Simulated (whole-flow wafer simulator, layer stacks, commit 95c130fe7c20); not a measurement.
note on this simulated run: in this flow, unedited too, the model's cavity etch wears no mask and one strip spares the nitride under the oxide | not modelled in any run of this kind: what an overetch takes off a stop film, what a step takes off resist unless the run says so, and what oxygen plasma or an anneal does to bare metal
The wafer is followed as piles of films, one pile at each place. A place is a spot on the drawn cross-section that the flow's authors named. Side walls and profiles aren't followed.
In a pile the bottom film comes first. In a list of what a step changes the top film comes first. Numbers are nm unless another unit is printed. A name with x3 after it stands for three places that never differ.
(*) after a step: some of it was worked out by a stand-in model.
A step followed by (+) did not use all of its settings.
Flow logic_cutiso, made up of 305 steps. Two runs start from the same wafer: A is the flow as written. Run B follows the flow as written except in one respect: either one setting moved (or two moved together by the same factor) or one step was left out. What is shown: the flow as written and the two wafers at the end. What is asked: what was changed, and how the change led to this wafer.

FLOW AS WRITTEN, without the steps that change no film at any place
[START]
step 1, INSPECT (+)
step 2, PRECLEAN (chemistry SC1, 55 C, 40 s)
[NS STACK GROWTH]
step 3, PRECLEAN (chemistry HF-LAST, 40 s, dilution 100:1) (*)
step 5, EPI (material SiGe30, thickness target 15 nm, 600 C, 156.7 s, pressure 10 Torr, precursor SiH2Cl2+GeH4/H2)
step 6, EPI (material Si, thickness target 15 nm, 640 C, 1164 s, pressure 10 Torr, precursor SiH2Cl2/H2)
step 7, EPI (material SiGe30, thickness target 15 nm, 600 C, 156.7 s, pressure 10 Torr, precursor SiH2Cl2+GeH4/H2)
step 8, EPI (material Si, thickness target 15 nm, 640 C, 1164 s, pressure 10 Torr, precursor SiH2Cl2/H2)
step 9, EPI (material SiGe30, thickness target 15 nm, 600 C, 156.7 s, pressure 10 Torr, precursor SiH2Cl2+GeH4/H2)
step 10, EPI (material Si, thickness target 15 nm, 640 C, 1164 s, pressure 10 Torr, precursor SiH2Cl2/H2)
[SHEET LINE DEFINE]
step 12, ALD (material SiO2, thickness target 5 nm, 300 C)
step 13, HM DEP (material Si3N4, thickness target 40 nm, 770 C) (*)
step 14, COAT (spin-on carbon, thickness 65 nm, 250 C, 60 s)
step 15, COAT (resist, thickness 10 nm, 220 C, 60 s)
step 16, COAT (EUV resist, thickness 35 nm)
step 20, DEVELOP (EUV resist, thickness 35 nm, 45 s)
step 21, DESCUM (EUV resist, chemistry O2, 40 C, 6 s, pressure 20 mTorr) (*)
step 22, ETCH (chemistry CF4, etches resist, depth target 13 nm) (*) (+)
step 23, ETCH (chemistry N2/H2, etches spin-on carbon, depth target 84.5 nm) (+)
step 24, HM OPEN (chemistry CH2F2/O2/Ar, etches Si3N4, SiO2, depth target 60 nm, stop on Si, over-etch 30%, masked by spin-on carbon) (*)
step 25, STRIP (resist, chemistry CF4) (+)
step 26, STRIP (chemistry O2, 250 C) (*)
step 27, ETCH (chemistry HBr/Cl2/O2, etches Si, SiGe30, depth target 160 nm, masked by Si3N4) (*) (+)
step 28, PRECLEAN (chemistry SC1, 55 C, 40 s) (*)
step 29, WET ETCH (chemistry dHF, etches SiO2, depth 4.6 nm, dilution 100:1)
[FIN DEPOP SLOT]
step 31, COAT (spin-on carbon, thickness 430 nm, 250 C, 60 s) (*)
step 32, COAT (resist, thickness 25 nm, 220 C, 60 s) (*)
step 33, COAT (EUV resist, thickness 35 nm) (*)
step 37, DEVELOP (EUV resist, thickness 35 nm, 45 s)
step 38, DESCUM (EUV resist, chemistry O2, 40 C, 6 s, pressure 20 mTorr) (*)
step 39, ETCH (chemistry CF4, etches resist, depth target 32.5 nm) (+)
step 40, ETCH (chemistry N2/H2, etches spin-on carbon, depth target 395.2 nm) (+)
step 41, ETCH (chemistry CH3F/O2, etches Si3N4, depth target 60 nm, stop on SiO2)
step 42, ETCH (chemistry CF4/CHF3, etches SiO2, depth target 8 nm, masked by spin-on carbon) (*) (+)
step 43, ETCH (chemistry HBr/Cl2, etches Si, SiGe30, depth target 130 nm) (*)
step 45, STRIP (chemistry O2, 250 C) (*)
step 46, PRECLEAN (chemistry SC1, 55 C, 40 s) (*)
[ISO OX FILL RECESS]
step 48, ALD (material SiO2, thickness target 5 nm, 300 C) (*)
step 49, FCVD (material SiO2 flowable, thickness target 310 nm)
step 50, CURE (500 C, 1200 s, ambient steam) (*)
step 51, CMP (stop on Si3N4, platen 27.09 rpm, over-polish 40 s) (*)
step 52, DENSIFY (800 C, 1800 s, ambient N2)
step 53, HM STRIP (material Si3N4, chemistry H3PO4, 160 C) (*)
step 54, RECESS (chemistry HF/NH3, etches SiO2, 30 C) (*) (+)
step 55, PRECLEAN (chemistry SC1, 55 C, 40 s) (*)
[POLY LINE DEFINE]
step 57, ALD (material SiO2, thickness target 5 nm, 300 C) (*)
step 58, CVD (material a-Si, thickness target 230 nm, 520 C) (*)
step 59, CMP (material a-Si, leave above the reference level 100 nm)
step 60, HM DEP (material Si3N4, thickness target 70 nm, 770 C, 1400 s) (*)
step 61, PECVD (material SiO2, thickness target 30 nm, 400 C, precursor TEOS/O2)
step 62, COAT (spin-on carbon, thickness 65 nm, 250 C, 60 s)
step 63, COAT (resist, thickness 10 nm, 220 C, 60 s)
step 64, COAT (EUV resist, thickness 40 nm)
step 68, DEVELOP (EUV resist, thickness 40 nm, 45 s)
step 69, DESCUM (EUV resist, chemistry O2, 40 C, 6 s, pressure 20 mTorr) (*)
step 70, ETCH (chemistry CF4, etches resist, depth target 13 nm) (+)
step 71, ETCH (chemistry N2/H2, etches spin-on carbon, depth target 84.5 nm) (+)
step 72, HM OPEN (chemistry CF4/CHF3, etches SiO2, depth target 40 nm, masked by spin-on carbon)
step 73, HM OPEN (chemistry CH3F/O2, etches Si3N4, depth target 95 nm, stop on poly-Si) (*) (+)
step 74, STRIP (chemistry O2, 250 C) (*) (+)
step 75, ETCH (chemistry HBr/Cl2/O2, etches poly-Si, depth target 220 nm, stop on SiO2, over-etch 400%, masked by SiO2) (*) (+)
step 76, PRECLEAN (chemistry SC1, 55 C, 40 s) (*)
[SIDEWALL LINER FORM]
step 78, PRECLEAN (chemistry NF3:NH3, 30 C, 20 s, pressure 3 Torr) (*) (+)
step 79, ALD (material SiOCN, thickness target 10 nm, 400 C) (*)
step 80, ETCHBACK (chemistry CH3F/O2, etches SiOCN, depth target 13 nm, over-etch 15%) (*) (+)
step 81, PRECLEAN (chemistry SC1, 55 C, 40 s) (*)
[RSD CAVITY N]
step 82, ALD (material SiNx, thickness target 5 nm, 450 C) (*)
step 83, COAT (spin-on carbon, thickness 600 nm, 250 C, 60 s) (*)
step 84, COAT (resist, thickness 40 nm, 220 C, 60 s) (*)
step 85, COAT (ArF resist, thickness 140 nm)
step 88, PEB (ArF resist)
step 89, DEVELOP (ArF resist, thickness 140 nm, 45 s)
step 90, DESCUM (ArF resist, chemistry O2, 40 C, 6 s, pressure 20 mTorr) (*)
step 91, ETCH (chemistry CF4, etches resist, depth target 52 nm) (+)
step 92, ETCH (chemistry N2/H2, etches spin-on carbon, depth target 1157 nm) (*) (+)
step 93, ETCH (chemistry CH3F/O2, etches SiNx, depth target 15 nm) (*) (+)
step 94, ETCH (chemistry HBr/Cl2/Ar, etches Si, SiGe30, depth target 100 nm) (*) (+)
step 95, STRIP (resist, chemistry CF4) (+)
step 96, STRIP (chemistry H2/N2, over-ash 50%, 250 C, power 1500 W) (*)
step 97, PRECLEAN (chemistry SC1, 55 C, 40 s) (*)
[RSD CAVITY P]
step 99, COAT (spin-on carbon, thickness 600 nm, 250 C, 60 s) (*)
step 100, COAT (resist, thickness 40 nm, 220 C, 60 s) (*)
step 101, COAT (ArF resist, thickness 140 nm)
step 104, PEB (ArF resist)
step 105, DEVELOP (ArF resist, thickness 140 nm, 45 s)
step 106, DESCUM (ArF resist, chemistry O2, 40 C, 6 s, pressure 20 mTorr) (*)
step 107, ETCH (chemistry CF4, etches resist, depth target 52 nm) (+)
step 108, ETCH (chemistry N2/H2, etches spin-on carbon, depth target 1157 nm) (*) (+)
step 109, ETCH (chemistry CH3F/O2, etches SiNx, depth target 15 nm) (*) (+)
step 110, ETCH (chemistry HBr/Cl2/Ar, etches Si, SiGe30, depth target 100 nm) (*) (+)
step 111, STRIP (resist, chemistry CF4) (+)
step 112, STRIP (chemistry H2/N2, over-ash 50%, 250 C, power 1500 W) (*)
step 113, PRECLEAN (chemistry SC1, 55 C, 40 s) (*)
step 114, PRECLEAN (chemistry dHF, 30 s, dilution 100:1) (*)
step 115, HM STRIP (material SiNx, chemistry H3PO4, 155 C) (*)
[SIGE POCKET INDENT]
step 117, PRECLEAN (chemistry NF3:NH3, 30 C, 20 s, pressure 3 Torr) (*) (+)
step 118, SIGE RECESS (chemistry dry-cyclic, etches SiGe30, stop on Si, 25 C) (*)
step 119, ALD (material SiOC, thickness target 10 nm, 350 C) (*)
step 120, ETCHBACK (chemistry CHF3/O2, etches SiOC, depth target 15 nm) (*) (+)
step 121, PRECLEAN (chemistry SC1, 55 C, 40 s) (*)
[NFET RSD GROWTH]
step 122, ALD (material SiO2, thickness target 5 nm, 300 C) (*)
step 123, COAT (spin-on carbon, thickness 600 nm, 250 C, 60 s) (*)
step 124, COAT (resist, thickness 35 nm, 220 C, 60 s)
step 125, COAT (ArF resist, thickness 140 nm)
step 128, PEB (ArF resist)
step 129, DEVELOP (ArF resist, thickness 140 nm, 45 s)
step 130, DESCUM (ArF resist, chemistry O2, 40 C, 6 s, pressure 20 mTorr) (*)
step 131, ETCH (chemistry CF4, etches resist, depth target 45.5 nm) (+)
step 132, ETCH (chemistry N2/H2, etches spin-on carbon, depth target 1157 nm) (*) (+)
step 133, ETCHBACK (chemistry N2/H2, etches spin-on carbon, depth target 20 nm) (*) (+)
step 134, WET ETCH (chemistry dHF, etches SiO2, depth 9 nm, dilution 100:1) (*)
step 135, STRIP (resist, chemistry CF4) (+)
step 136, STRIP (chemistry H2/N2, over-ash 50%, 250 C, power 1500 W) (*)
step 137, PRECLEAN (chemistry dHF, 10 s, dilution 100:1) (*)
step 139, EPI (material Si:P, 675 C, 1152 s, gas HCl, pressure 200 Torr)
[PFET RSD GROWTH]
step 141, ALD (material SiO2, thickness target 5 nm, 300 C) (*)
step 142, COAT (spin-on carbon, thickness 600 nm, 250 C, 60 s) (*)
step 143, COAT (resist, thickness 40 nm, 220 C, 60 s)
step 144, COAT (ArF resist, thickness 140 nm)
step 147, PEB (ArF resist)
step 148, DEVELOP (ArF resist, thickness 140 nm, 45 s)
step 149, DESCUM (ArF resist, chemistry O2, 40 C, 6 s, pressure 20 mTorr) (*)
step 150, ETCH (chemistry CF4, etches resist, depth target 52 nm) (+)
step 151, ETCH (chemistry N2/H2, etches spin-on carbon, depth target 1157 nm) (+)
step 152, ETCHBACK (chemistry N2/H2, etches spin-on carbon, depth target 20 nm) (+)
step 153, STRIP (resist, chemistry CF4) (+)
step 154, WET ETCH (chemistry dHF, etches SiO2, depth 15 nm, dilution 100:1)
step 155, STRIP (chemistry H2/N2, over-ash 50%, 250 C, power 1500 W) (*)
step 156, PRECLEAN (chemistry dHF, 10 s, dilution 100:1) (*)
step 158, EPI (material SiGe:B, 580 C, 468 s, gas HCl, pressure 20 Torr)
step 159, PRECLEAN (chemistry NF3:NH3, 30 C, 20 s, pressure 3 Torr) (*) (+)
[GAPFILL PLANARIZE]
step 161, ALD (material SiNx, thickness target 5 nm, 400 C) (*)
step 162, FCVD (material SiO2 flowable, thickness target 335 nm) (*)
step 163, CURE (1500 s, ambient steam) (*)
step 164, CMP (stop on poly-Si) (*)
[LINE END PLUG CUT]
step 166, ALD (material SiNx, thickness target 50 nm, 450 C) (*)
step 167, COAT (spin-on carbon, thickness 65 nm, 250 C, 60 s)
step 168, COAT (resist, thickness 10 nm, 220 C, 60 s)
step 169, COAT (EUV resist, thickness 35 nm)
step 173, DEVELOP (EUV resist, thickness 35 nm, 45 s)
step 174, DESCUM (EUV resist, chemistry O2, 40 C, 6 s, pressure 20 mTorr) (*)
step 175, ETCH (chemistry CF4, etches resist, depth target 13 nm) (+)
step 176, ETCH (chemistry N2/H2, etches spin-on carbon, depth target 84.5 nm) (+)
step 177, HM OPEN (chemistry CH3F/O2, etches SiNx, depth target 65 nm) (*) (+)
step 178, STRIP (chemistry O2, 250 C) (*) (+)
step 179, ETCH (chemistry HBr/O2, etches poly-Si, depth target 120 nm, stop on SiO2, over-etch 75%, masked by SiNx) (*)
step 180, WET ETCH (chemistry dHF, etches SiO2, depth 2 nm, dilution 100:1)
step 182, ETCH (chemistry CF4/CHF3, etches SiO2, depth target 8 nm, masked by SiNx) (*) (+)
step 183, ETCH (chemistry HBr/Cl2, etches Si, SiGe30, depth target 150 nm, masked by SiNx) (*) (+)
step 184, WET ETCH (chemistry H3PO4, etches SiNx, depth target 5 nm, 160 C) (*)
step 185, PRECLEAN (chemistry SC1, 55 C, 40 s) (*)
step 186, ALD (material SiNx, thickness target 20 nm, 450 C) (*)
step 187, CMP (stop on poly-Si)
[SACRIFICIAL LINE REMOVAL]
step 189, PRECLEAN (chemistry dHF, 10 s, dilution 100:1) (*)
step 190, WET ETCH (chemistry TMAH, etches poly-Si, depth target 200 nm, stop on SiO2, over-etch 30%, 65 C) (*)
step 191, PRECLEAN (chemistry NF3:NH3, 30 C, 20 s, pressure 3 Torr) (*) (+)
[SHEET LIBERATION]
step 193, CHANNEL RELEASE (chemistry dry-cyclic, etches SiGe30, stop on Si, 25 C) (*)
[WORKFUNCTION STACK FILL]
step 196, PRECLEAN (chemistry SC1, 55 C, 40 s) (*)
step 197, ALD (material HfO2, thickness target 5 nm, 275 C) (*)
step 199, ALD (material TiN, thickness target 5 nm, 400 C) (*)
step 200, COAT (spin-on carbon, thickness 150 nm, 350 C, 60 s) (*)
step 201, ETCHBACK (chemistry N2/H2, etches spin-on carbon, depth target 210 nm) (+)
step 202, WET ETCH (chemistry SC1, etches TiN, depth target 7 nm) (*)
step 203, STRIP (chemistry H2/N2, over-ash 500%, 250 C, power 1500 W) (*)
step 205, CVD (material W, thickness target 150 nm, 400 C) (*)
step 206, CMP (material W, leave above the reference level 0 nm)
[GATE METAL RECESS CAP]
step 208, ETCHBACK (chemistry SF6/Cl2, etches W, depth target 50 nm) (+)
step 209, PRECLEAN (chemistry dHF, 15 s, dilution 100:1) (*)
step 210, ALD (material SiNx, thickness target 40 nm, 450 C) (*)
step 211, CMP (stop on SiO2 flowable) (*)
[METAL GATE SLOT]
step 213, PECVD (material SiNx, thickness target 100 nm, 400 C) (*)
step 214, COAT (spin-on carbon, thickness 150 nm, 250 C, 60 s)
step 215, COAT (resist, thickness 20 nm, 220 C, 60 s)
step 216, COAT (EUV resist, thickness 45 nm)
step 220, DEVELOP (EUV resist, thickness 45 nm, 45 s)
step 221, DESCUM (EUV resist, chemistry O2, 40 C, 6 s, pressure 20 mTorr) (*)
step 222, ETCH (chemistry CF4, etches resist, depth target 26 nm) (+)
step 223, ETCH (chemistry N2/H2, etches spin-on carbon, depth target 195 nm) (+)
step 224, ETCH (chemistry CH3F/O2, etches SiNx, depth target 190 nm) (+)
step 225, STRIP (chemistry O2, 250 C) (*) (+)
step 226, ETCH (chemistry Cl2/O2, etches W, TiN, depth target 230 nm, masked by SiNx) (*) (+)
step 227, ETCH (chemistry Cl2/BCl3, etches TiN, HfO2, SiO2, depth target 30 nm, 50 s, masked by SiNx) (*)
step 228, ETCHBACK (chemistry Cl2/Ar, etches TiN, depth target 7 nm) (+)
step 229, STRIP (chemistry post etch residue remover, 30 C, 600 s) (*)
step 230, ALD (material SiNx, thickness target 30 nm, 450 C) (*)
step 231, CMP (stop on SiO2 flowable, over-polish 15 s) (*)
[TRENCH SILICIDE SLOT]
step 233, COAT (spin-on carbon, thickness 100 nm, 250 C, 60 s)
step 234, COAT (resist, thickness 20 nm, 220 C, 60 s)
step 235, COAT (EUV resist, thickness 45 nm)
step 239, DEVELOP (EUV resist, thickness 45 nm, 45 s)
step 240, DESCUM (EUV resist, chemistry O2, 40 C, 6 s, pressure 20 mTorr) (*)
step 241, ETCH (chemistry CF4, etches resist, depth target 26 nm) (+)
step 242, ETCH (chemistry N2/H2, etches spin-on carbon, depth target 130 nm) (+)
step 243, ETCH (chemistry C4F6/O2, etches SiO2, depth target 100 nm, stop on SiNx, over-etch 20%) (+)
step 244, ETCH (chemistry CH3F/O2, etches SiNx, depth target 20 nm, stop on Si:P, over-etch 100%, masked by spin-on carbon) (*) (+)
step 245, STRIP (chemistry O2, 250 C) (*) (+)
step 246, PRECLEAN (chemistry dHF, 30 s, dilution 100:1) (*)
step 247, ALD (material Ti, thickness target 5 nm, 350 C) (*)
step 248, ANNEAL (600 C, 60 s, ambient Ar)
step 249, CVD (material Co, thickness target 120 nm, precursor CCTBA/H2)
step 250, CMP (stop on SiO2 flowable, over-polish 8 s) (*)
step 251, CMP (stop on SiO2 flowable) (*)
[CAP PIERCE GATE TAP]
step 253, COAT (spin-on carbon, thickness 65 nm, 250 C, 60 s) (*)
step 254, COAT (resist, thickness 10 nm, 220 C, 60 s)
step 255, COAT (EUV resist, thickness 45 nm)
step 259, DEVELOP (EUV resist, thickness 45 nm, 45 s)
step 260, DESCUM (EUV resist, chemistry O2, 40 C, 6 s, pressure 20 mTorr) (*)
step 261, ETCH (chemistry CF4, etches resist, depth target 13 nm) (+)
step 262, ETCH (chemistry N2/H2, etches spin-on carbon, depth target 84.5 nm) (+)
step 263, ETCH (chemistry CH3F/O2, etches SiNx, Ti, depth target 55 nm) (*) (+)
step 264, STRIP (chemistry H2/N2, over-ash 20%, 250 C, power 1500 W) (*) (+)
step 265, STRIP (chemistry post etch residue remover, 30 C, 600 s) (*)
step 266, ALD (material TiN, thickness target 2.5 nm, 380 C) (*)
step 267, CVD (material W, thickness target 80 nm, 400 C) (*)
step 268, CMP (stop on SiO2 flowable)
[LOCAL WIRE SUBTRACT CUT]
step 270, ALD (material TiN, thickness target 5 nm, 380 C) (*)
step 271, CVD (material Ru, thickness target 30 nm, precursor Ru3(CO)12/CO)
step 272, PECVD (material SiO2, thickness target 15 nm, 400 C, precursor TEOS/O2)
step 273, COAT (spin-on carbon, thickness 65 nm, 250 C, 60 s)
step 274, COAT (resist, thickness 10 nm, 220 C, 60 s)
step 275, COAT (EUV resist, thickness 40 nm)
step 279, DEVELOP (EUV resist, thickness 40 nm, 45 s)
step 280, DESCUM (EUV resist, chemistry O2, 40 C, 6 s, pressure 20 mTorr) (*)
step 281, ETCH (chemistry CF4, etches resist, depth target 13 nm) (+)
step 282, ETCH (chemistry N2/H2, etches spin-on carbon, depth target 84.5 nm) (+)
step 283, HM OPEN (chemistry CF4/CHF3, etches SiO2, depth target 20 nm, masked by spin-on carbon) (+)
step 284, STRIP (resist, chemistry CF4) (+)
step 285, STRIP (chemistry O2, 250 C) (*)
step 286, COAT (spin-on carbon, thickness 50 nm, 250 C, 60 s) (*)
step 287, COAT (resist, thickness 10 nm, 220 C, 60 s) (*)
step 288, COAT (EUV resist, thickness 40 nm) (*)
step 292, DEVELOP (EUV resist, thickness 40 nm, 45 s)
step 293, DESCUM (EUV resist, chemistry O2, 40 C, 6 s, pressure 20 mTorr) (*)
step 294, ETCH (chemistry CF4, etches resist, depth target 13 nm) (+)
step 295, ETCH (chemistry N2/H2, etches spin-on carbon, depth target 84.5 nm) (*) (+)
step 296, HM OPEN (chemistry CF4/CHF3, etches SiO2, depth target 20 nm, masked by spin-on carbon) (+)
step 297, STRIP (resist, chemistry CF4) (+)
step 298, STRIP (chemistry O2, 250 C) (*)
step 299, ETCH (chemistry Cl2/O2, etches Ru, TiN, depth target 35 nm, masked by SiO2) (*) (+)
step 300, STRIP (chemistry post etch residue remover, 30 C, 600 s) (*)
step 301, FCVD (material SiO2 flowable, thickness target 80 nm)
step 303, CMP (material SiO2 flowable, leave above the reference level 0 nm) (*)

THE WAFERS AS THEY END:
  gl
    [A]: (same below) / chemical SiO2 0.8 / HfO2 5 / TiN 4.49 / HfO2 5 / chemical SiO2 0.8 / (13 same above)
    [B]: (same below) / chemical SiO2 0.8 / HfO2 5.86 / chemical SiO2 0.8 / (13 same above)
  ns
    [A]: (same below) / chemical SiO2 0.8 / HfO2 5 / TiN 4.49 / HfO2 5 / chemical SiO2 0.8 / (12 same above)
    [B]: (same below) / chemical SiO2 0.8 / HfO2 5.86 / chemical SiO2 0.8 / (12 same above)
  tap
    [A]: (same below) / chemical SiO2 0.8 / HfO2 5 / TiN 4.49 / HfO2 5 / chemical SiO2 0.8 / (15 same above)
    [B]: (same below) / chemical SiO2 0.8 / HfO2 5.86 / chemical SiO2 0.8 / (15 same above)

The reason: step 7, EPI: 66.6 s was run, while the flow as written has 156.7 s.

The path from the change to this, step by step:
  step 7, EPI (material SiGe30, thickness target 15 nm, 600 C, 156.7 s, pressure 10 Torr, precursor SiH2Cl2+GeH4/H2)
      depop, dpovl, gfld and 19 more: A +15 SiGe30 (new film) | B +6.38 SiGe30 (new film)
  step 27, ETCH (chemistry HBr/Cl2/O2, etches Si, SiGe30, depth target 160 nm, masked by Si3N4) (*) (+)
      gfld, gxf, iso, lnri: A -0.79 chemical SiO2 (all of it), -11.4 Si (all of it), -15 SiGe30 (all of it), -15 Si (all of it), -15 SiGe30 (all of it), -15 Si (all of it), -15 SiGe30 (all of it), -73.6 Si | B -0.79 chemical SiO2 (all of it), -11.4 Si (all of it), -15 SiGe30 (all of it), -15 Si (all of it), -6.38 SiGe30 (all of it), -15 Si (all of it), -15 SiGe30 (all of it), -82.3 Si
      dpovl, nsgap: A -0.79 chemical SiO2 (all of it), -11.8 Si (all of it), -15 SiGe30 (all of it), -15 Si (all of it), -15 SiGe30 (all of it), -15 Si (all of it), -15 SiGe30 (all of it), -73.2 Si | B -0.79 chemical SiO2 (all of it), -11.8 Si (all of it), -15 SiGe30 (all of it), -15 Si (all of it), -6.38 SiGe30 (all of it), -15 Si (all of it), -15 SiGe30 (all of it), -81.9 Si
      (as well as at 1 more place)
  step 43, ETCH (chemistry HBr/Cl2, etches Si, SiGe30, depth target 130 nm) (*)
      depop: A -14 Si (all of it), -15 SiGe30 (all of it), -15 Si (all of it), -15 SiGe30 (all of it), -15 Si (all of it), -15 SiGe30 (all of it), -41 Si | B -14 Si (all of it), -15 SiGe30 (all of it), -15 Si (all of it), -6.38 SiGe30 (all of it), -15 Si (all of it), -15 SiGe30 (all of it), -49.6 Si
  step 94, ETCH (chemistry HBr/Cl2/Ar, etches Si, SiGe30, depth target 100 nm) (*) (+)
      rsdn, rsdx: A -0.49 chemical SiO2 (all of it), -12.8 Si (all of it), -15 SiGe30 (all of it), -15 Si (all of it), -15 SiGe30 (all of it), -15 Si (all of it), -15 SiGe30 (all of it), -12.2 Si | B -0.49 chemical SiO2 (all of it), -12.8 Si (all of it), -15 SiGe30 (all of it), -15 Si (all of it), -6.38 SiGe30 (all of it), -15 Si (all of it), -15 SiGe30 (all of it), -20.8 Si
  step 110, ETCH (chemistry HBr/Cl2/Ar, etches Si, SiGe30, depth target 100 nm) (*) (+)
      rsdp, rsdw: A -0.49 chemical SiO2 (all of it), -12.8 Si (all of it), -15 SiGe30 (all of it), -15 Si (all of it), -15 SiGe30 (all of it), -15 Si (all of it), -15 SiGe30 (all of it), -12.2 Si | B -0.49 chemical SiO2 (all of it), -12.8 Si (all of it), -15 SiGe30 (all of it), -15 Si (all of it), -6.38 SiGe30 (all of it), -15 Si (all of it), -15 SiGe30 (all of it), -20.8 Si
  step 118, SIGE RECESS (chemistry dry-cyclic, etches SiGe30, stop on Si, 25 C) (*)
      lnr, lnrp, lnrt: A -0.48 SiOCN, -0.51 Si, +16 cavity (new film), -15 SiGe30 (all of it), -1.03 Si, +16 cavity (new film), -15 SiGe30 (all of it), -1.03 Si, +16 cavity (new film), -15 SiGe30 (all of it), -0.51 Si | B -0.48 SiOCN, -0.51 Si, +16 cavity (new film), -15 SiGe30 (all of it), -1.03 Si, +7.4 cavity (new film), -6.38 SiGe30 (all of it), -1.03 Si, +16 cavity (new film), -15 SiGe30 (all of it), -0.51 Si
  step 119, ALD (material SiOC, thickness target 10 nm, 350 C) (*)
      lnr, lnrp, lnrt: A +10 SiOC (new film), +16 SiOC (new film), -16 cavity (all of it), +16 SiOC (new film), -16 cavity (all of it), +16 SiOC (new film), -16 cavity (all of it) | B +10 SiOC (new film), +16 SiOC (new film), -16 cavity (all of it), +7.4 SiOC (new film), -7.4 cavity (all of it), +16 SiOC (new film), -16 cavity (all of it)
  step 183, ETCH (chemistry HBr/Cl2, etches Si, SiGe30, depth target 150 nm, masked by SiNx) (*) (+)
      plug: A -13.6 Si (all of it), -15 SiGe30 (all of it), -15 Si (all of it), -15 SiGe30 (all of it), -15 Si (all of it), -15 SiGe30 (all of it), -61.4 Si | B -13.6 Si (all of it), -15 SiGe30 (all of it), -15 Si (all of it), -6.38 SiGe30 (all of it), -15 Si (all of it), -15 SiGe30 (all of it), -70.1 Si
  step 193, CHANNEL RELEASE (chemistry dry-cyclic, etches SiGe30, stop on Si, 25 C) (*)
      gl, glp, gxn, gxp, ns, tap: A +0.8 chemical SiO2 (new film), -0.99 Si, +0.8 chemical SiO2 (new film), +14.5 cavity (new film), +0.8 chemical SiO2 (new film), -15 SiGe30 (all of it), -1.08 Si, +0.8 chemical SiO2 (new film), +14.5 cavity (new film), +0.8 chemical SiO2 (new film), -15 SiGe30 (all of it), -1.08 Si, +0.8 chemical SiO2 (new film), +14.5 cavity (new film), +0.8 chemical SiO2 (new film), -15 SiGe30 (all of it), -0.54 Si | B +0.8 chemical SiO2 (new film), -0.99 Si, +0.8 chemical SiO2 (new film), +14.5 cavity (new film), +0.8 chemical SiO2 (new film), -15 SiGe30 (all of it), -1.08 Si, +0.8 chemical SiO2 (new film), +5.86 cavity (new film), +0.8 chemical SiO2 (new film), -6.38 SiGe30 (all of it), -1.08 Si, +0.8 chemical SiO2 (new film), +14.5 cavity (new film), +0.8 chemical SiO2 (new film), -15 SiGe30 (all of it), -0.54 Si
  step 197, ALD (material HfO2, thickness target 5 nm, 275 C) (*)
      gl, glp, gxn, gxp, ns, tap: A +5 HfO2 (new film), +5 HfO2 (new film), -10 cavity, +5 HfO2 (new film), +5 HfO2 (new film), -10 cavity, +5 HfO2 (new film), +5 HfO2 (new film), -10 cavity, +5 HfO2 (new film) | B +5 HfO2 (new film), +5 HfO2 (new film), -10 cavity, +5 HfO2 (new film), +5.86 HfO2 (new film), -5.86 cavity (all of it), +5 HfO2 (new film), -10 cavity, +5 HfO2 (new film)
  step 199, ALD (material TiN, thickness target 5 nm, 400 C) (*)
      gl, glp, tap: A +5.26 TiN (new film), +4.49 TiN (new film), -4.49 cavity (all of it), +4.49 TiN (new film), -4.49 cavity (all of it), +4.49 TiN (new film), -4.49 cavity (all of it) | B +5.26 TiN (new film), +4.49 TiN (new film), -4.49 cavity (all of it), +4.49 TiN (new film), -4.49 cavity (all of it)
      gxn, gxp, ns: A +5 TiN (new film), +4.49 TiN (new film), -4.49 cavity (all of it), +4.49 TiN (new film), -4.49 cavity (all of it), +4.49 TiN (new film), -4.49 cavity (all of it) | B +5 TiN (new film), +4.49 TiN (new film), -4.49 cavity (all of it), +4.49 TiN (new film), -4.49 cavity (all of it)
If metal films that touch count as one body, gl has 3 bodies (between them, from the top down: HfO2 5 / chemical SiO2 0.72 / Si 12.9 / chemical SiO2 0.8 / HfO2 5; HfO2 5 / chemical SiO2 0.8 / Si 13.9 / chemical SiO2 0.8 / HfO2 5.86 / chemical SiO2 0.8 / Si 13.9 / chemical SiO2 0.8 / HfO2 5); the flow as written gives 4 bodies (between them, from the top down: HfO2 5 / chemical SiO2 0.72 / Si 12.9 / chemical SiO2 0.8 / HfO2 5; HfO2 5 / chemical SiO2 0.8 / Si 13.9 / chemical SiO2 0.8 / HfO2 5; HfO2 5 / chemical SiO2 0.8 / Si 13.9 / chemical SiO2 0.8 / HfO2 5).
If metal films that touch count as one body, ns has 3 bodies (between them, from the top down: HfO2 5 / chemical SiO2 0.72 / Si 12.9 / chemical SiO2 0.8 / HfO2 5; HfO2 5 / chemical SiO2 0.8 / Si 13.9 / chemical SiO2 0.8 / HfO2 5.86 / chemical SiO2 0.8 / Si 13.9 / chemical SiO2 0.8 / HfO2 5); the flow as written gives 4 bodies (between them, from the top down: HfO2 5 / chemical SiO2 0.72 / Si 12.9 / chemical SiO2 0.8 / HfO2 5; HfO2 5 / chemical SiO2 0.8 / Si 13.9 / chemical SiO2 0.8 / HfO2 5; HfO2 5 / chemical SiO2 0.8 / Si 13.9 / chemical SiO2 0.8 / HfO2 5).
If metal films that touch count as one body, tap has 3 bodies (between them, from the top down: HfO2 5 / chemical SiO2 0.72 / Si 12.9 / chemical SiO2 0.8 / HfO2 5; HfO2 5 / chemical SiO2 0.8 / Si 13.9 / chemical SiO2 0.8 / HfO2 5.86 / chemical SiO2 0.8 / Si 13.9 / chemical SiO2 0.8 / HfO2 5); the flow as written gives 4 bodies (between them, from the top down: HfO2 5 / chemical SiO2 0.72 / Si 12.9 / chemical SiO2 0.8 / HfO2 5; HfO2 5 / chemical SiO2 0.8 / Si 13.9 / chemical SiO2 0.8 / HfO2 5; HfO2 5 / chemical SiO2 0.8 / Si 13.9 / chemical SiO2 0.8 / HfO2 5).
